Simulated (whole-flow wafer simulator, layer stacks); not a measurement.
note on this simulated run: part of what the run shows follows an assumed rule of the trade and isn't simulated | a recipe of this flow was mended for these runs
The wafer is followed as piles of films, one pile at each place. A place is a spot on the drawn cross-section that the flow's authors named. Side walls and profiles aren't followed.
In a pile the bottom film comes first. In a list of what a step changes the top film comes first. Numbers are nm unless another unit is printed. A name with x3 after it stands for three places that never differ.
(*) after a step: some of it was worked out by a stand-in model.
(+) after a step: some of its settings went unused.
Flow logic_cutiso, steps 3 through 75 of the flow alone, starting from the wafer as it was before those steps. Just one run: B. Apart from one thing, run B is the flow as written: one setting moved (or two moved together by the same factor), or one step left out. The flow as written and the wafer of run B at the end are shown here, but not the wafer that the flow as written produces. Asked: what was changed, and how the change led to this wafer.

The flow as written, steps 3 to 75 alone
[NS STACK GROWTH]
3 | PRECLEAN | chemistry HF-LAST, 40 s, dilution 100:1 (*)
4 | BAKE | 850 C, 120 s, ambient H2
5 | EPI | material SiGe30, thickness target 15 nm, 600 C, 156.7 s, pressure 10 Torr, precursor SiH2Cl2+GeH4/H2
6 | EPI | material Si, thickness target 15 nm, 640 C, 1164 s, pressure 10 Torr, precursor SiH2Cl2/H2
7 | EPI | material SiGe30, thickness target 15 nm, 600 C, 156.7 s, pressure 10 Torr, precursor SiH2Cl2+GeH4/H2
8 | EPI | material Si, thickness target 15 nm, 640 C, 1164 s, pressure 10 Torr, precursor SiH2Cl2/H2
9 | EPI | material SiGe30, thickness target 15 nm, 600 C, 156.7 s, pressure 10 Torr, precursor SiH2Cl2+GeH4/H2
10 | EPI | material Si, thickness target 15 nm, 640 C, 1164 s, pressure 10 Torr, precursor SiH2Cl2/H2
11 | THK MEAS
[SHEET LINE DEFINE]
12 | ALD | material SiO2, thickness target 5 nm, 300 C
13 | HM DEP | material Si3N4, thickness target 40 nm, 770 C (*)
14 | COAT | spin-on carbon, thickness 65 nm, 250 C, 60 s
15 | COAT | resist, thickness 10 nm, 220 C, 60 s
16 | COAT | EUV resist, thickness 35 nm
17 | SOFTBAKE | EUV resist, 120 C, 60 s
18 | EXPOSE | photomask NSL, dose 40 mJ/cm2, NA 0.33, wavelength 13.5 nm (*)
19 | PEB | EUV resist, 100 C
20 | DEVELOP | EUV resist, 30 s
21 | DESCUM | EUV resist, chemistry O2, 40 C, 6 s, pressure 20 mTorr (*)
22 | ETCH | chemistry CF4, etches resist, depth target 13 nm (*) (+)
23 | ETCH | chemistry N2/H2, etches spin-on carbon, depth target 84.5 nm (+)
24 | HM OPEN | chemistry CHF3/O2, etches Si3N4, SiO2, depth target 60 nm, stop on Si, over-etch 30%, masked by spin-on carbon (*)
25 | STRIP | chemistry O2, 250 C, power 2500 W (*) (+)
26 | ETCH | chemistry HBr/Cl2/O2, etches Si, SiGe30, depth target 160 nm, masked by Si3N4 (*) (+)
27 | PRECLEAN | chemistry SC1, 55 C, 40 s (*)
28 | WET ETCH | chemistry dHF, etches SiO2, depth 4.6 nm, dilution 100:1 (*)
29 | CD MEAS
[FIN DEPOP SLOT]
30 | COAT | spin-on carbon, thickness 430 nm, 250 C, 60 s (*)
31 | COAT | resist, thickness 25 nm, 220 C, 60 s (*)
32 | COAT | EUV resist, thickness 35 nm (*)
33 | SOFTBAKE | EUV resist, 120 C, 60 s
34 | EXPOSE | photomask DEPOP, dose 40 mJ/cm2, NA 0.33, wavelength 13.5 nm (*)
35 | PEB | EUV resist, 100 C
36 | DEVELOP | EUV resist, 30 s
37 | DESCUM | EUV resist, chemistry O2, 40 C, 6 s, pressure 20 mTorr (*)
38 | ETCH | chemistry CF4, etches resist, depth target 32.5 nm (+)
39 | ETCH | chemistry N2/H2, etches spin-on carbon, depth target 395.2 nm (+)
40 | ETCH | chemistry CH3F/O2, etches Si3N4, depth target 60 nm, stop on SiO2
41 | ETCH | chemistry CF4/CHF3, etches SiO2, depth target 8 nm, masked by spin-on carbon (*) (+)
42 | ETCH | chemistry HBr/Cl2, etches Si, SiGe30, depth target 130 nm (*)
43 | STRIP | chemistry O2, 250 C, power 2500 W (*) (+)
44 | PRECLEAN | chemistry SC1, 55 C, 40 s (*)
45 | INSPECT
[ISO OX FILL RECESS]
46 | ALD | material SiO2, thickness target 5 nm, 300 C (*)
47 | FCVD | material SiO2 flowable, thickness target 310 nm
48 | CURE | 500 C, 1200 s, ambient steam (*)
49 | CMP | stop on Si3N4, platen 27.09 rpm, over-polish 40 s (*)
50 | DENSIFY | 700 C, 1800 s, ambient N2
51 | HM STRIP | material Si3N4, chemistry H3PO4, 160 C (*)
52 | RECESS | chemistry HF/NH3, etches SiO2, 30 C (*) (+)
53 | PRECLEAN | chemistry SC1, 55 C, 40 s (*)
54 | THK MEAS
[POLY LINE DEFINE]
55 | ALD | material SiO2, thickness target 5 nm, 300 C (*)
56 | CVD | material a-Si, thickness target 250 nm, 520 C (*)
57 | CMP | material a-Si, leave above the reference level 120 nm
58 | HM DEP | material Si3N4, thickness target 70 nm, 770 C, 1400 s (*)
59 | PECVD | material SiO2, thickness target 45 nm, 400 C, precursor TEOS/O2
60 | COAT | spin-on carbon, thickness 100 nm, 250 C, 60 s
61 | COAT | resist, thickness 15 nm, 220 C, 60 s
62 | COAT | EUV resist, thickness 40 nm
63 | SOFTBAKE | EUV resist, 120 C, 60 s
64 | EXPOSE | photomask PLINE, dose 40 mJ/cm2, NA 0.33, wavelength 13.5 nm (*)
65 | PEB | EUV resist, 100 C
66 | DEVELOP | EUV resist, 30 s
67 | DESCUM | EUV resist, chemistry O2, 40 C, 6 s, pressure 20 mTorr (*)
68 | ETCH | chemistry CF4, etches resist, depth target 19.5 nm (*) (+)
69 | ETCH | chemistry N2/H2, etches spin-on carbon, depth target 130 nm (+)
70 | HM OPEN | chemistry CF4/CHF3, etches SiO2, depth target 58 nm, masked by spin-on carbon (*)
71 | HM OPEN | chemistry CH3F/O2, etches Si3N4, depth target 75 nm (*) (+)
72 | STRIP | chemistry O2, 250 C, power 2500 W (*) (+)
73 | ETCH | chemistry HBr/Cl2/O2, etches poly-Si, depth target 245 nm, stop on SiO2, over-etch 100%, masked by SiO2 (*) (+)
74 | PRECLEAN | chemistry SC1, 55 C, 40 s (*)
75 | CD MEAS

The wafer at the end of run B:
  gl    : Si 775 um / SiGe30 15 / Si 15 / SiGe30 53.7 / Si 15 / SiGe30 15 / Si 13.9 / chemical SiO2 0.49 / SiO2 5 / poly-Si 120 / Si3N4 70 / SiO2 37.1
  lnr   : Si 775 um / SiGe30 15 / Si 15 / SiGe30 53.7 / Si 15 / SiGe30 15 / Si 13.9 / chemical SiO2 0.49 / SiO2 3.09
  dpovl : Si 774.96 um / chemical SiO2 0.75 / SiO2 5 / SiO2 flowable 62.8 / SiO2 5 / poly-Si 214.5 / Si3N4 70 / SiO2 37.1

What caused this: step 7, EPI: 668 C was run, whereas the flow has 600 C.

Step by step, how the change led to this:
  7 | EPI | material SiGe30, thickness target 15 nm, 600 C, 156.7 s, pressure 10 Torr, precursor SiH2Cl2+GeH4/H2
      depop, dpovl, gfld and 19 more: SiGe30 gains 53.7 (new film) (in the flow as written it would be: SiGe30 gains 15 (new film))
  26 | ETCH | chemistry HBr/Cl2/O2, etches Si, SiGe30, depth target 160 nm, masked by Si3N4 (*) (+)
      dpovl, gfld, gxf, iso, isow, lnri, nsgap: chemical SiO2 loses 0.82 (all of it), Si loses 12 (all of it), SiGe30 loses 15 (all of it), Si loses 15 (all of it), SiGe30 loses 53.7 (all of it), Si loses 15 (all of it), SiGe30 loses 15 (all of it), Si loses 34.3 (in the flow as written it would be: chemical SiO2 loses 0.82 (all of it), Si loses 12 (all of it), SiGe30 loses 15 (all of it), Si loses 15 (all of it), SiGe30 loses 15 (all of it), Si loses 15 (all of it), SiGe30 loses 15 (all of it), Si loses 73)
  42 | ETCH | chemistry HBr/Cl2, etches Si, SiGe30, depth target 130 nm (*)
      depop: Si loses 13.8 (all of it), SiGe30 loses 15 (all of it), Si loses 15 (all of it), SiGe30 loses 53.7 (all of it), Si loses 15 (all of it), SiGe30 loses 15 (all of it), Si loses 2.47 (in the flow as written it would be: Si loses 13.8 (all of it), SiGe30 loses 15 (all of it), Si loses 15 (all of it), SiGe30 loses 15 (all of it), Si loses 15 (all of it), SiGe30 loses 15 (all of it), Si loses 41.2)
